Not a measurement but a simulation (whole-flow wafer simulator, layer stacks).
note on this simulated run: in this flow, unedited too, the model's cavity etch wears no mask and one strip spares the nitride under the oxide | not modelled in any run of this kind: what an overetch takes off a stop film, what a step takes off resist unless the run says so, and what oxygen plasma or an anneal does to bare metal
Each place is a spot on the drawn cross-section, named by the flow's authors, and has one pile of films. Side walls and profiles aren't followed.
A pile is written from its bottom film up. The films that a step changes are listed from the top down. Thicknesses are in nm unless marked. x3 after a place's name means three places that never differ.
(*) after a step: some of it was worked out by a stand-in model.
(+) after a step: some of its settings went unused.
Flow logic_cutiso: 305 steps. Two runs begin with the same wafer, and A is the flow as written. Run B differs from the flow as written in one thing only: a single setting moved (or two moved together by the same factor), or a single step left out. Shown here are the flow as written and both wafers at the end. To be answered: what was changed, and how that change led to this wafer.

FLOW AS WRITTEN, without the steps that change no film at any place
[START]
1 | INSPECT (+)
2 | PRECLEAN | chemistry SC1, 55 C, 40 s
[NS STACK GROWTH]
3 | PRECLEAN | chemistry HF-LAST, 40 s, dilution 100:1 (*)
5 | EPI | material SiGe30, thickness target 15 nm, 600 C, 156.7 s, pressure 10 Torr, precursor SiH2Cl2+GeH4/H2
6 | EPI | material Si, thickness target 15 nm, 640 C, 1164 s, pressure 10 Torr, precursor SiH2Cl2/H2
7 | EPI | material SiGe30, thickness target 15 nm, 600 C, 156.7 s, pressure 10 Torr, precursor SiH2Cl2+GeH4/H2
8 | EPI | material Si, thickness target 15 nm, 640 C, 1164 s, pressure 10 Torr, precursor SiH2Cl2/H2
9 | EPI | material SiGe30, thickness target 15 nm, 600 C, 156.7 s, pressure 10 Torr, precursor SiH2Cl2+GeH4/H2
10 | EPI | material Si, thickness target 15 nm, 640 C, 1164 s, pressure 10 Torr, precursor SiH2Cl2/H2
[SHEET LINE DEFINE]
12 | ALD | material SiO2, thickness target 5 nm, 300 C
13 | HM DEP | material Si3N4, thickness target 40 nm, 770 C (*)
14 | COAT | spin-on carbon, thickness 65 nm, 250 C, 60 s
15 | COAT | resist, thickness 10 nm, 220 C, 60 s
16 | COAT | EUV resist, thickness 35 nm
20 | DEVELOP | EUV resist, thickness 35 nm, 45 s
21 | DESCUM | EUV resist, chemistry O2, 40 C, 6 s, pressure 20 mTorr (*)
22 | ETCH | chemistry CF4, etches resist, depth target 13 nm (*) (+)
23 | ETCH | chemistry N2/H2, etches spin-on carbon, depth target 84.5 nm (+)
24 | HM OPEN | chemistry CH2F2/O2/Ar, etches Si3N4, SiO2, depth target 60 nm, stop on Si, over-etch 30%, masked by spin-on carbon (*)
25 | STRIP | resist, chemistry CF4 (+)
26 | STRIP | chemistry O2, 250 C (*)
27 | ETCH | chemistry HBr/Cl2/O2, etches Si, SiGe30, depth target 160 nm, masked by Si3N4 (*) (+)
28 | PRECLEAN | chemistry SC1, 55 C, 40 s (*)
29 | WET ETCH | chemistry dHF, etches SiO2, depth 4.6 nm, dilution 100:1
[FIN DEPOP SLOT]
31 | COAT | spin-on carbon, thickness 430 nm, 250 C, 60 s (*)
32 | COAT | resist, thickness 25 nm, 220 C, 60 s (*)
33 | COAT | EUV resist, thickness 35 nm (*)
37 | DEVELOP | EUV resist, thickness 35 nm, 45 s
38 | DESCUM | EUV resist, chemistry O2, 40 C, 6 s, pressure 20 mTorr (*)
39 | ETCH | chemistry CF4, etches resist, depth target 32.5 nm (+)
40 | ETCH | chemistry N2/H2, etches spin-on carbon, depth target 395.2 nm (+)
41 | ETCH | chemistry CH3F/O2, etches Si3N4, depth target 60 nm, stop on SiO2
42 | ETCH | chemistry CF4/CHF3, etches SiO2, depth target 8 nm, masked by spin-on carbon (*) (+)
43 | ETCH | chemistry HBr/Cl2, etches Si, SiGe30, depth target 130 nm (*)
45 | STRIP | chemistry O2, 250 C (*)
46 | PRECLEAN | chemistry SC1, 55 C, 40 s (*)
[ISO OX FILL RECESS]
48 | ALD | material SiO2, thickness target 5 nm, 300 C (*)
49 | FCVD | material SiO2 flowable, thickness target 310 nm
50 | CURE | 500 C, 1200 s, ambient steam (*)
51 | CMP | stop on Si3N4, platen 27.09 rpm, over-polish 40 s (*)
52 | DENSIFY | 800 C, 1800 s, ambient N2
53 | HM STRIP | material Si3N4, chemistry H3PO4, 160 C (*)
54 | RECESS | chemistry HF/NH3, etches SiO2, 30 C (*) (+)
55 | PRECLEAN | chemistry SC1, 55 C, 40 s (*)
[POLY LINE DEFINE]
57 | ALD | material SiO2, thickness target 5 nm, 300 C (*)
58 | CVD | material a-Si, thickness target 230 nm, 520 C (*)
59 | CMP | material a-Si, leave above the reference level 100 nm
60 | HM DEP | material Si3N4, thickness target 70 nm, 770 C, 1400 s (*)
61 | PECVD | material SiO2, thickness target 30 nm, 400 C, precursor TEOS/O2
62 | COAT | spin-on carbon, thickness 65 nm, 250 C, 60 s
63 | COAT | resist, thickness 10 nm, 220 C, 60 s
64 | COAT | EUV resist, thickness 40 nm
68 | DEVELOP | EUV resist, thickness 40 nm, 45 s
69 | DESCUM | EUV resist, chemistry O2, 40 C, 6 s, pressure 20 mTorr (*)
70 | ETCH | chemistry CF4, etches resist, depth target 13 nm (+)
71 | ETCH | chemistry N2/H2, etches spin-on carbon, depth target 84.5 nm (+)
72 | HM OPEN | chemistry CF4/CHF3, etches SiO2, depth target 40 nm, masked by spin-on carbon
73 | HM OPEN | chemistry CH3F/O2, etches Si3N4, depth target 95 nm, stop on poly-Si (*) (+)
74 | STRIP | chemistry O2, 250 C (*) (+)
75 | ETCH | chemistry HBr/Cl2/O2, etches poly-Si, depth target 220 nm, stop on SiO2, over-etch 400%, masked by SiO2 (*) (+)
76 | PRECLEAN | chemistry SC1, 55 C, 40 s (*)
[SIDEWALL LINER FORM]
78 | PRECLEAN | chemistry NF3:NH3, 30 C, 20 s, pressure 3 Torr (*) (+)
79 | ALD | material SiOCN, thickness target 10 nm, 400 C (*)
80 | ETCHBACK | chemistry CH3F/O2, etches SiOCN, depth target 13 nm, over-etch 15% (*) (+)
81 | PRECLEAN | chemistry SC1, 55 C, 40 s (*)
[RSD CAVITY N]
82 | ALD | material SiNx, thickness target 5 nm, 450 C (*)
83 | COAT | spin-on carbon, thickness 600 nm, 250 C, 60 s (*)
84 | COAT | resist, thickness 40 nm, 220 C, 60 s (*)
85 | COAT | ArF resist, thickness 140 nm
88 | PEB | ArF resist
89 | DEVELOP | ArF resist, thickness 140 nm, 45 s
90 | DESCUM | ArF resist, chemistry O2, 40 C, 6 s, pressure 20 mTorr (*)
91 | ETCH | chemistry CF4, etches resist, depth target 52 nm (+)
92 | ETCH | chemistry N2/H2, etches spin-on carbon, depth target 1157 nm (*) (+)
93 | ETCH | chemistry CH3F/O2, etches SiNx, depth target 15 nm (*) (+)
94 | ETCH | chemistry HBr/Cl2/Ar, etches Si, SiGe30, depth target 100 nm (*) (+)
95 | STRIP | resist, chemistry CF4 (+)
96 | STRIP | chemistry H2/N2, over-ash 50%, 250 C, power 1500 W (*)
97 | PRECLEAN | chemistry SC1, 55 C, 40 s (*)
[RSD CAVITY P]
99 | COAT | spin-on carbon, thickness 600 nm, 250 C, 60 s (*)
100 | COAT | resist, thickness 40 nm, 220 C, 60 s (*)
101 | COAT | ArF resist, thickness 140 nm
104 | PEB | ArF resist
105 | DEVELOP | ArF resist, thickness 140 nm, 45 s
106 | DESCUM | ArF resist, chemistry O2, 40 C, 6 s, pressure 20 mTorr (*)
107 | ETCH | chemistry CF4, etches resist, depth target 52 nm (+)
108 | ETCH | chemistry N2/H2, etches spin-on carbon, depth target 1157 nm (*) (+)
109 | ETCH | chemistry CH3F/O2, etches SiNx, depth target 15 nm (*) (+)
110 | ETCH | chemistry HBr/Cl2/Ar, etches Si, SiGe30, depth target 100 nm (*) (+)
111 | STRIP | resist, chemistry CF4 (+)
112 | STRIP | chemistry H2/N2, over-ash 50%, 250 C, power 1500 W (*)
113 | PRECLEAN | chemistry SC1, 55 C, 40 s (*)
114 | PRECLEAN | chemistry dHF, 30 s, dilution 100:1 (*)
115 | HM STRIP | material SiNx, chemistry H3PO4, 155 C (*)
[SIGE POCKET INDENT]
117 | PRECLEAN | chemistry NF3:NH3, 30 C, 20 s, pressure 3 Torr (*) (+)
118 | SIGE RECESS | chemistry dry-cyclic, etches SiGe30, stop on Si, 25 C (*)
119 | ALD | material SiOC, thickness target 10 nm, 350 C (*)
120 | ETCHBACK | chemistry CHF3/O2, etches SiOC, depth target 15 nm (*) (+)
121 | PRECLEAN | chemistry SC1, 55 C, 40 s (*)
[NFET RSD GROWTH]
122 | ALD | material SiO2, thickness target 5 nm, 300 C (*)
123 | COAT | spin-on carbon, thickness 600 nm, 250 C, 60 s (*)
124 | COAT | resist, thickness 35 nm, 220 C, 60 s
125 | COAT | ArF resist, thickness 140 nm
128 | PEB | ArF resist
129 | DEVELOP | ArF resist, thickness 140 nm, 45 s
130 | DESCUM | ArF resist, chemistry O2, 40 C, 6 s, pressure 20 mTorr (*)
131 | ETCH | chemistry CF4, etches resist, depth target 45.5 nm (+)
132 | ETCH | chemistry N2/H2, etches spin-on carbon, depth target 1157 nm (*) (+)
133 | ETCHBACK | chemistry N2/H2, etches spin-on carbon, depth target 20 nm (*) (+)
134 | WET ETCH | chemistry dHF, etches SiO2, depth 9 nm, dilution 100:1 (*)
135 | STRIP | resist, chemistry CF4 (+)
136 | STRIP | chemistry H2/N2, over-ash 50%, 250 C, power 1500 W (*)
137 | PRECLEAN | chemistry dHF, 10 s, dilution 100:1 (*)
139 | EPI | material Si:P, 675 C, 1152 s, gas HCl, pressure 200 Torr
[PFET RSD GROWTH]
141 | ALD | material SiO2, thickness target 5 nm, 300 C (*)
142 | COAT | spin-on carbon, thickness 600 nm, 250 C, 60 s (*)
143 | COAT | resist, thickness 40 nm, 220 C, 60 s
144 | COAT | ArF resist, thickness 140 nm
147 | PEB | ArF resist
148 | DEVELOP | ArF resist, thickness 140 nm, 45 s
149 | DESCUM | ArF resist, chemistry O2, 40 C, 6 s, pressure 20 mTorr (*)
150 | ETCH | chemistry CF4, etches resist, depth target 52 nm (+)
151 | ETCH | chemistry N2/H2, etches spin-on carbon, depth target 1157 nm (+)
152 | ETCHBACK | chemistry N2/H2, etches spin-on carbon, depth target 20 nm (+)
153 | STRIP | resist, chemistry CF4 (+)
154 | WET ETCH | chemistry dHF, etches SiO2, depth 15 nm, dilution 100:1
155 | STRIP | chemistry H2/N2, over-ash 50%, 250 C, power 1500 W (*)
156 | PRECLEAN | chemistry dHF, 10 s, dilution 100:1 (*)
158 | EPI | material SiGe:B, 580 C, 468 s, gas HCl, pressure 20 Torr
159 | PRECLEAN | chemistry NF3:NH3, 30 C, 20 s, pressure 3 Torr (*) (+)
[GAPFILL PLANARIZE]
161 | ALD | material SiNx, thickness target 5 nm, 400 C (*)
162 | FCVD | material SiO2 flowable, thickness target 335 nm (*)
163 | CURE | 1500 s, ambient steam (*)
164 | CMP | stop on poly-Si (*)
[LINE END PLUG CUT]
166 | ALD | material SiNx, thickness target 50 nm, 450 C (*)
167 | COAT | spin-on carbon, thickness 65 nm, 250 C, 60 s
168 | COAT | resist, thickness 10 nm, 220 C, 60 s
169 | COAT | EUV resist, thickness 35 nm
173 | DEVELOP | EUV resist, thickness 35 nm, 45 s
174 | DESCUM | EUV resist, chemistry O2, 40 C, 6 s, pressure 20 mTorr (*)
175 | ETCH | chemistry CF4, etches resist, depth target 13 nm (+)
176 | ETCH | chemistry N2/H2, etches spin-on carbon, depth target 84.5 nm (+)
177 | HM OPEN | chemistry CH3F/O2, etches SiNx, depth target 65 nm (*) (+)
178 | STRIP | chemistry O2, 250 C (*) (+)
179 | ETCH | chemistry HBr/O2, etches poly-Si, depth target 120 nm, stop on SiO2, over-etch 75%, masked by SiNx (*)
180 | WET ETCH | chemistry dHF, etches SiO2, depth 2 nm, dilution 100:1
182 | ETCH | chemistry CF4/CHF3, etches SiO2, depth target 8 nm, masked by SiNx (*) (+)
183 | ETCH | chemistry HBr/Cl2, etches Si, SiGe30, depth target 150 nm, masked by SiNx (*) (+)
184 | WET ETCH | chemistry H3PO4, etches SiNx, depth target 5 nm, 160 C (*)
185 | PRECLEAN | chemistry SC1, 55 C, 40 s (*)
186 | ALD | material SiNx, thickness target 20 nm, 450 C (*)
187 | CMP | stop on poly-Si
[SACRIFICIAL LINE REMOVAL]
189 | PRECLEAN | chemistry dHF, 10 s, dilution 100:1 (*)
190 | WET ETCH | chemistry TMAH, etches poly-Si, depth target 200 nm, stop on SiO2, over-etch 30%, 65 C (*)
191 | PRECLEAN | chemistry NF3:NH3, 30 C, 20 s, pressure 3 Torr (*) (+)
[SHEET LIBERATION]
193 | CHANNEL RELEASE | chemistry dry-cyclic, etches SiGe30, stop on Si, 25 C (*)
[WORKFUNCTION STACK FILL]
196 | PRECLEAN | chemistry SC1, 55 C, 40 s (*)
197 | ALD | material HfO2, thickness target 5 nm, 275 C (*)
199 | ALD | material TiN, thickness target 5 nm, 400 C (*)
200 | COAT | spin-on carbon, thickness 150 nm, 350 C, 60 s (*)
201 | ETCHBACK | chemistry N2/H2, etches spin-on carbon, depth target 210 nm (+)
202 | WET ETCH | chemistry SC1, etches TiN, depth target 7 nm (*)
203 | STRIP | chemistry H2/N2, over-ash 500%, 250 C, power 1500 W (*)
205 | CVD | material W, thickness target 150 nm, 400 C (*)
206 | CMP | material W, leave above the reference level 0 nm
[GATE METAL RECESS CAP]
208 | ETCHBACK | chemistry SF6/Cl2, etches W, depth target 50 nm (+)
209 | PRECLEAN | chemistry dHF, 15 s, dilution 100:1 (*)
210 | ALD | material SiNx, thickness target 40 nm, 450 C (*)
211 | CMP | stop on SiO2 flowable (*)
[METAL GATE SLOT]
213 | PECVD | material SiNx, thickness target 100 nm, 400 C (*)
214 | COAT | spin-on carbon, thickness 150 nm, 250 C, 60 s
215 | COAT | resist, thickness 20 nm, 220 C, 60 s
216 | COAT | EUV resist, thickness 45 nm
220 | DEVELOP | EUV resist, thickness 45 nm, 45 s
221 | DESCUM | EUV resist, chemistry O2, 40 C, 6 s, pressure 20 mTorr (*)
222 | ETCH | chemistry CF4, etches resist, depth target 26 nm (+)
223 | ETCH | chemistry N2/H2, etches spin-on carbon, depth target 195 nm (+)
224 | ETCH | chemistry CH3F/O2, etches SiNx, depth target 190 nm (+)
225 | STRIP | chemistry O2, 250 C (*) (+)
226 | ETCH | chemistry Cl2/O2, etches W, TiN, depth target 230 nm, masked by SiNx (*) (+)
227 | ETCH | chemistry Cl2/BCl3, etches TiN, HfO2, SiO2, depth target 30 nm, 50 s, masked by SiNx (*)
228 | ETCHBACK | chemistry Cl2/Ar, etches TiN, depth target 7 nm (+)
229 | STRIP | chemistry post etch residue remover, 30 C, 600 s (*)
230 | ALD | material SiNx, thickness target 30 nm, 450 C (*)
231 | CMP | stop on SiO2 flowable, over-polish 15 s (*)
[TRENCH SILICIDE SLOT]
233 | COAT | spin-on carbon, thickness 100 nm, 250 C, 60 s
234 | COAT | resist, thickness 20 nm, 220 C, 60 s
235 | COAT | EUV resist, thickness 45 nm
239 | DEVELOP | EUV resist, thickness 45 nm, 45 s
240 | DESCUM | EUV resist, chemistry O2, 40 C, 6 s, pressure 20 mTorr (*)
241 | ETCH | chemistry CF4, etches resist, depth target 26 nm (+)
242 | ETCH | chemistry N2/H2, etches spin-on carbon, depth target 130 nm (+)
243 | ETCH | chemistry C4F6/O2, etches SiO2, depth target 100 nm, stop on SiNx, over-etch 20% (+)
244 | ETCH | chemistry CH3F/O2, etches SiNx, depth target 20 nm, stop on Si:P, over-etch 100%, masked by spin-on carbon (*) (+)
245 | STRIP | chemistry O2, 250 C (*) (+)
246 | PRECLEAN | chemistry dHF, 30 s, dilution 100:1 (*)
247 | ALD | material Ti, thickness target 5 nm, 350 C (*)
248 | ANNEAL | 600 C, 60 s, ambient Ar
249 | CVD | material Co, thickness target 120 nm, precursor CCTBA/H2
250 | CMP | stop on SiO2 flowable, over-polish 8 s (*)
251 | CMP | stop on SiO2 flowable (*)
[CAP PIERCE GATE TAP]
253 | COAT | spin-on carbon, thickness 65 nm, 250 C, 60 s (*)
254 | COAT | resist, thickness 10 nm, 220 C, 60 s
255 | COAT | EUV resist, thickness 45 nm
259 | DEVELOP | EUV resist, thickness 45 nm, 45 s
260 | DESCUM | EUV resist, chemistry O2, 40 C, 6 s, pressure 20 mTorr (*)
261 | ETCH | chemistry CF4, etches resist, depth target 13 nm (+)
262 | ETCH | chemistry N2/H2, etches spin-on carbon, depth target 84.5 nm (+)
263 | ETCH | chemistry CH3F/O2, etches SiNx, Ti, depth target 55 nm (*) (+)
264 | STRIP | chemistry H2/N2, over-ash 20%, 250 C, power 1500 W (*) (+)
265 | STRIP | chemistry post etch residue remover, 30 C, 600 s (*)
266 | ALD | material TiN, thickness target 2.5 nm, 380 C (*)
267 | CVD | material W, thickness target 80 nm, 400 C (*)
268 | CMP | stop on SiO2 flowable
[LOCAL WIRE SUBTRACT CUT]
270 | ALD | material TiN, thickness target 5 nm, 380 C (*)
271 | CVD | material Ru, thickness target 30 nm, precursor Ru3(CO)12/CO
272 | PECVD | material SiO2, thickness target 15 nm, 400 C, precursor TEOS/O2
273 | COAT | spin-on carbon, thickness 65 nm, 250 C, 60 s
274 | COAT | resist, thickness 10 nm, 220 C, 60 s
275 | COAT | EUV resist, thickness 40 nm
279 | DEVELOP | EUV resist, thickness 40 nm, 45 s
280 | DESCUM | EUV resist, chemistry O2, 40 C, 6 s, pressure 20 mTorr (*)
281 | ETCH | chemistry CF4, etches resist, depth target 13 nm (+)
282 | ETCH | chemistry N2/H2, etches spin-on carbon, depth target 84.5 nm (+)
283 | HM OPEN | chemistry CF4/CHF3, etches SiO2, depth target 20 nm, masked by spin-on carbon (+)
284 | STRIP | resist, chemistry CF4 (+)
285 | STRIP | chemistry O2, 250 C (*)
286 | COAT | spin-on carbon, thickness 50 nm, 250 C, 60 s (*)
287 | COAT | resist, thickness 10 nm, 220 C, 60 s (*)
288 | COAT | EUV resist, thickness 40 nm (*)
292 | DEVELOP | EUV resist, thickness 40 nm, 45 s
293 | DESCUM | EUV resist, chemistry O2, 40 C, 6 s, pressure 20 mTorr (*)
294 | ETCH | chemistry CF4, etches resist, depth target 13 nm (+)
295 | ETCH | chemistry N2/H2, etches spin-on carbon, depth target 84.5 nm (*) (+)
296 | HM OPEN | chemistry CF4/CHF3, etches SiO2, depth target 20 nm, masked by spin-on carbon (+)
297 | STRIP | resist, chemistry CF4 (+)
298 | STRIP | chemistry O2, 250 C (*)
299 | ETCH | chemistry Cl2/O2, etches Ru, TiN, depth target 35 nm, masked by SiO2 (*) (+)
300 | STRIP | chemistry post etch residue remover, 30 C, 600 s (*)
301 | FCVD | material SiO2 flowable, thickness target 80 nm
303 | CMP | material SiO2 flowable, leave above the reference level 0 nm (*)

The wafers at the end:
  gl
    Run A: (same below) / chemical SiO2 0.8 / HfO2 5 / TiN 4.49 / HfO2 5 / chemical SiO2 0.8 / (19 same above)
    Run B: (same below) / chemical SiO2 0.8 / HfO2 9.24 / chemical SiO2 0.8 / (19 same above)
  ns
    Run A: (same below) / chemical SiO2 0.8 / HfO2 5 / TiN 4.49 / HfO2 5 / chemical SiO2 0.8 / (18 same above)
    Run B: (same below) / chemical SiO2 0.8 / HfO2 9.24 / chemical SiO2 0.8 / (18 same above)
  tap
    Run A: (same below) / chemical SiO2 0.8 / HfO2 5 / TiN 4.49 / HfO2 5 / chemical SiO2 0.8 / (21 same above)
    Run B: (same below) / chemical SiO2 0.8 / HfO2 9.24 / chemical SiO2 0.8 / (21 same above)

What caused this: step 5, EPI: 101.9 s was run, though the flow has 156.7 s.

The path from the change to this, step by step:
  5 | EPI | material SiGe30, thickness target 15 nm, 600 C, 156.7 s, pressure 10 Torr, precursor SiH2Cl2+GeH4/H2
      depop, dpovl, gfld and 19 more: A +15 SiGe30 (new film) | B +9.76 SiGe30 (new film)
  27 | ETCH | chemistry HBr/Cl2/O2, etches Si, SiGe30, depth target 160 nm, masked by Si3N4 (*) (+)
      gfld, gxf, iso, lnri: A -0.79 chemical SiO2 (all of it), -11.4 Si (all of it), -15 SiGe30 (all of it), -15 Si (all of it), -15 SiGe30 (all of it), -15 Si (all of it), -15 SiGe30 (all of it), -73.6 Si | B -0.79 chemical SiO2 (all of it), -11.4 Si (all of it), -15 SiGe30 (all of it), -15 Si (all of it), -15 SiGe30 (all of it), -15 Si (all of it), -9.76 SiGe30 (all of it), -78.9 Si
      dpovl, nsgap: A -0.79 chemical SiO2 (all of it), -11.8 Si (all of it), -15 SiGe30 (all of it), -15 Si (all of it), -15 SiGe30 (all of it), -15 Si (all of it), -15 SiGe30 (all of it), -73.2 Si | B -0.79 chemical SiO2 (all of it), -11.8 Si (all of it), -15 SiGe30 (all of it), -15 Si (all of it), -15 SiGe30 (all of it), -15 Si (all of it), -9.76 SiGe30 (all of it), -78.5 Si
      (as well as at 1 more place)
  43 | ETCH | chemistry HBr/Cl2, etches Si, SiGe30, depth target 130 nm (*)
      depop: A -14 Si (all of it), -15 SiGe30 (all of it), -15 Si (all of it), -15 SiGe30 (all of it), -15 Si (all of it), -15 SiGe30 (all of it), -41 Si | B -14 Si (all of it), -15 SiGe30 (all of it), -15 Si (all of it), -15 SiGe30 (all of it), -15 Si (all of it), -9.76 SiGe30 (all of it), -46.2 Si
  94 | ETCH | chemistry HBr/Cl2/Ar, etches Si, SiGe30, depth target 100 nm (*) (+)
      rsdn, rsdx: A -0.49 chemical SiO2 (all of it), -12.8 Si (all of it), -15 SiGe30 (all of it), -15 Si (all of it), -15 SiGe30 (all of it), -15 Si (all of it), -15 SiGe30 (all of it), -12.2 Si | B -0.49 chemical SiO2 (all of it), -12.8 Si (all of it), -15 SiGe30 (all of it), -15 Si (all of it), -15 SiGe30 (all of it), -15 Si (all of it), -9.76 SiGe30 (all of it), -17.4 Si
  110 | ETCH | chemistry HBr/Cl2/Ar, etches Si, SiGe30, depth target 100 nm (*) (+)
      rsdp, rsdw: A -0.49 chemical SiO2 (all of it), -12.8 Si (all of it), -15 SiGe30 (all of it), -15 Si (all of it), -15 SiGe30 (all of it), -15 Si (all of it), -15 SiGe30 (all of it), -12.2 Si | B -0.49 chemical SiO2 (all of it), -12.8 Si (all of it), -15 SiGe30 (all of it), -15 Si (all of it), -15 SiGe30 (all of it), -15 Si (all of it), -9.76 SiGe30 (all of it), -17.4 Si
  118 | SIGE RECESS | chemistry dry-cyclic, etches SiGe30, stop on Si, 25 C (*)
      lnr, lnrp, lnrt: A -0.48 SiOCN, -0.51 Si, +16 cavity (new film), -15 SiGe30 (all of it), -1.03 Si, +16 cavity (new film), -15 SiGe30 (all of it), -1.03 Si, +16 cavity (new film), -15 SiGe30 (all of it), -0.51 Si | B -0.48 SiOCN, -0.51 Si, +16 cavity (new film), -15 SiGe30 (all of it), -1.03 Si, +16 cavity (new film), -15 SiGe30 (all of it), -1.03 Si, +10.8 cavity (new film), -9.76 SiGe30 (all of it), -0.51 Si
  119 | ALD | material SiOC, thickness target 10 nm, 350 C (*)
      lnr, lnrp, lnrt: A +10 SiOC (new film), +16 SiOC (new film), -16 cavity (all of it), +16 SiOC (new film), -16 cavity (all of it), +16 SiOC (new film), -16 cavity (all of it) | B +10 SiOC (new film), +16 SiOC (new film), -16 cavity (all of it), +16 SiOC (new film), -16 cavity (all of it), +10.8 SiOC (new film), -10.8 cavity (all of it)
  183 | ETCH | chemistry HBr/Cl2, etches Si, SiGe30, depth target 150 nm, masked by SiNx (*) (+)
      plug: A -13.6 Si (all of it), -15 SiGe30 (all of it), -15 Si (all of it), -15 SiGe30 (all of it), -15 Si (all of it), -15 SiGe30 (all of it), -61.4 Si | B -13.6 Si (all of it), -15 SiGe30 (all of it), -15 Si (all of it), -15 SiGe30 (all of it), -15 Si (all of it), -9.76 SiGe30 (all of it), -66.7 Si
  193 | CHANNEL RELEASE | chemistry dry-cyclic, etches SiGe30, stop on Si, 25 C (*)
      gl, glp, gxn, gxp, ns, tap: A +0.8 chemical SiO2 (new film), -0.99 Si, +0.8 chemical SiO2 (new film), +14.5 cavity (new film), +0.8 chemical SiO2 (new film), -15 SiGe30 (all of it), -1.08 Si, +0.8 chemical SiO2 (new film), +14.5 cavity (new film), +0.8 chemical SiO2 (new film), -15 SiGe30 (all of it), -1.08 Si, +0.8 chemical SiO2 (new film), +14.5 cavity (new film), +0.8 chemical SiO2 (new film), -15 SiGe30 (all of it), -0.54 Si | B +0.8 chemical SiO2 (new film), -0.99 Si, +0.8 chemical SiO2 (new film), +14.5 cavity (new film), +0.8 chemical SiO2 (new film), -15 SiGe30 (all of it), -1.08 Si, +0.8 chemical SiO2 (new film), +14.5 cavity (new film), +0.8 chemical SiO2 (new film), -15 SiGe30 (all of it), -1.08 Si, +0.8 chemical SiO2 (new film), +9.24 cavity (new film), +0.8 chemical SiO2 (new film), -9.76 SiGe30 (all of it), -0.54 Si
  197 | ALD | material HfO2, thickness target 5 nm, 275 C (*)
      gl, glp, gxn, gxp, ns, tap: A +5 HfO2 (new film), +5 HfO2 (new film), -10 cavity, +5 HfO2 (new film), +5 HfO2 (new film), -10 cavity, +5 HfO2 (new film), +5 HfO2 (new film), -10 cavity, +5 HfO2 (new film) | B +5 HfO2 (new film), +5 HfO2 (new film), -10 cavity, +5 HfO2 (new film), +5 HfO2 (new film), -10 cavity, +5 HfO2 (new film), +9.24 HfO2 (new film), -9.24 cavity (all of it)
  199 | ALD | material TiN, thickness target 5 nm, 400 C (*)
      gl, glp, tap: A +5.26 TiN (new film), +4.49 TiN (new film), -4.49 cavity (all of it), +4.49 TiN (new film), -4.49 cavity (all of it), +4.49 TiN (new film), -4.49 cavity (all of it) | B +5.26 TiN (new film), +4.49 TiN (new film), -4.49 cavity (all of it), +4.49 TiN (new film), -4.49 cavity (all of it)
      gxn, gxp, ns: A +5 TiN (new film), +4.49 TiN (new film), -4.49 cavity (all of it), +4.49 TiN (new film), -4.49 cavity (all of it), +4.49 TiN (new film), -4.49 cavity (all of it) | B +5 TiN (new film), +4.49 TiN (new film), -4.49 cavity (all of it), +4.49 TiN (new film), -4.49 cavity (all of it)
With metal films that touch counted as one body, gl has 3 bodies (between them, from the top down: HfO2 5 / chemical SiO2 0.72 / Si 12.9 / chemical SiO2 0.8 / HfO2 5; HfO2 5 / chemical SiO2 0.8 / Si 13.9 / chemical SiO2 0.8 / HfO2 5); the flow as written gives 4 bodies (between them, from the top down: HfO2 5 / chemical SiO2 0.72 / Si 12.9 / chemical SiO2 0.8 / HfO2 5; HfO2 5 / chemical SiO2 0.8 / Si 13.9 / chemical SiO2 0.8 / HfO2 5; HfO2 5 / chemical SiO2 0.8 / Si 13.9 / chemical SiO2 0.8 / HfO2 5).
With metal films that touch counted as one body, ns has 3 bodies (between them, from the top down: HfO2 5 / chemical SiO2 0.72 / Si 12.9 / chemical SiO2 0.8 / HfO2 5; HfO2 5 / chemical SiO2 0.8 / Si 13.9 / chemical SiO2 0.8 / HfO2 5); the flow as written gives 4 bodies (between them, from the top down: HfO2 5 / chemical SiO2 0.72 / Si 12.9 / chemical SiO2 0.8 / HfO2 5; HfO2 5 / chemical SiO2 0.8 / Si 13.9 / chemical SiO2 0.8 / HfO2 5; HfO2 5 / chemical SiO2 0.8 / Si 13.9 / chemical SiO2 0.8 / HfO2 5).
With metal films that touch counted as one body, tap has 3 bodies (between them, from the top down: HfO2 5 / chemical SiO2 0.72 / Si 12.9 / chemical SiO2 0.8 / HfO2 5; HfO2 5 / chemical SiO2 0.8 / Si 13.9 / chemical SiO2 0.8 / HfO2 5); the flow as written gives 4 bodies (between them, from the top down: HfO2 5 / chemical SiO2 0.72 / Si 12.9 / chemical SiO2 0.8 / HfO2 5; HfO2 5 / chemical SiO2 0.8 / Si 13.9 / chemical SiO2 0.8 / HfO2 5; HfO2 5 / chemical SiO2 0.8 / Si 13.9 / chemical SiO2 0.8 / HfO2 5).
